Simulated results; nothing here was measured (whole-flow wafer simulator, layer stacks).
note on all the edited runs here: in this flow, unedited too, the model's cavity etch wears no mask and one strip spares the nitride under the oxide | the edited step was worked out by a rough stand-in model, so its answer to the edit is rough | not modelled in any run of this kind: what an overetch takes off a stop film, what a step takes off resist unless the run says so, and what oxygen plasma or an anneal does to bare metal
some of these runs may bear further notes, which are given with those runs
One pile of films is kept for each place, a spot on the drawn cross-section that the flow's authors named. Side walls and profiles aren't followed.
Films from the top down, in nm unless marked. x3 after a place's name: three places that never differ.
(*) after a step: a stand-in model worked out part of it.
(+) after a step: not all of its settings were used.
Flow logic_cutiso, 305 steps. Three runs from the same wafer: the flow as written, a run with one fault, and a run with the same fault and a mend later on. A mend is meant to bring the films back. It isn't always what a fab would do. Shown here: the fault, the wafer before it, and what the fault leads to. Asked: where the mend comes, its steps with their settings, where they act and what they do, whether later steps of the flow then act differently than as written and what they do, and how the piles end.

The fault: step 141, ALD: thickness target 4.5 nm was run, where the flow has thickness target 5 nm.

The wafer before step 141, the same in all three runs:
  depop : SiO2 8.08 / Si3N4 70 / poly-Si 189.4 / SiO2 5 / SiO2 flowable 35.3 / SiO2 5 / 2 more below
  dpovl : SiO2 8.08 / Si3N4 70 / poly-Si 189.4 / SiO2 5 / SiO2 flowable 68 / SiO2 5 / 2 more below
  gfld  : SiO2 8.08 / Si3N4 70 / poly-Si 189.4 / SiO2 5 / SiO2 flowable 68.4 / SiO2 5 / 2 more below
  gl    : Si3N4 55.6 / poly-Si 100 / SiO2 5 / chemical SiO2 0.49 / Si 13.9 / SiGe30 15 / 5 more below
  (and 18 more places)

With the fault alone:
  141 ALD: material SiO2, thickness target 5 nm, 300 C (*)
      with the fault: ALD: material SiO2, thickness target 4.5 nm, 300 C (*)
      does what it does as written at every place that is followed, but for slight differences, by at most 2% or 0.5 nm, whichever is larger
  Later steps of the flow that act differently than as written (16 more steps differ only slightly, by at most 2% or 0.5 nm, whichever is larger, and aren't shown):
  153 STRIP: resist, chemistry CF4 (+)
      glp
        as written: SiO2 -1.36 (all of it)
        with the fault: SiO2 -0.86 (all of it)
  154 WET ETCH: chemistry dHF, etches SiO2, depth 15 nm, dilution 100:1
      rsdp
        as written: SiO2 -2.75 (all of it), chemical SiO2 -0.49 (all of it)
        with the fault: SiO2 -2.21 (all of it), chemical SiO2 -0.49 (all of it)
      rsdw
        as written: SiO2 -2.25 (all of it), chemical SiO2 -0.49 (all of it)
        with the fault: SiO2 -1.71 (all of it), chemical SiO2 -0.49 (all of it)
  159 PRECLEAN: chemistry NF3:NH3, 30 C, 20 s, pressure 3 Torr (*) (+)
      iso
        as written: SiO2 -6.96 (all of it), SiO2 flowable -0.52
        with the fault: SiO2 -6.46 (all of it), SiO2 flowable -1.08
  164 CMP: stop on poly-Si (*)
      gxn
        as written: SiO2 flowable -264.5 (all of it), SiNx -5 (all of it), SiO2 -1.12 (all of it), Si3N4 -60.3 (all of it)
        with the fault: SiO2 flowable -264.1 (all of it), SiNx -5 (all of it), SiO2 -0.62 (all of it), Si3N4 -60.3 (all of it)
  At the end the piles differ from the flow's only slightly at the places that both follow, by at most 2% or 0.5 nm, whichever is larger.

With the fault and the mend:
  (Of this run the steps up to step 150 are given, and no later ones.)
  The mend comes after step 141.
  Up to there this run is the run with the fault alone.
  141a ALD: material SiO2, thickness target 0.5 nm, 300 C (*) (the flow's step 141 once more, with other settings)
      depop, dpovl, gfld and 19 more
        SiO2 +0.5
  No later step of the flow up to step 150 acts differently than as written, at any place that is followed, by more than 2% or 0.5 nm, whichever is larger.
  After step 150 the piles differ from the flow's only slightly at the places that both follow, by at most 2% or 0.5 nm, whichever is larger.
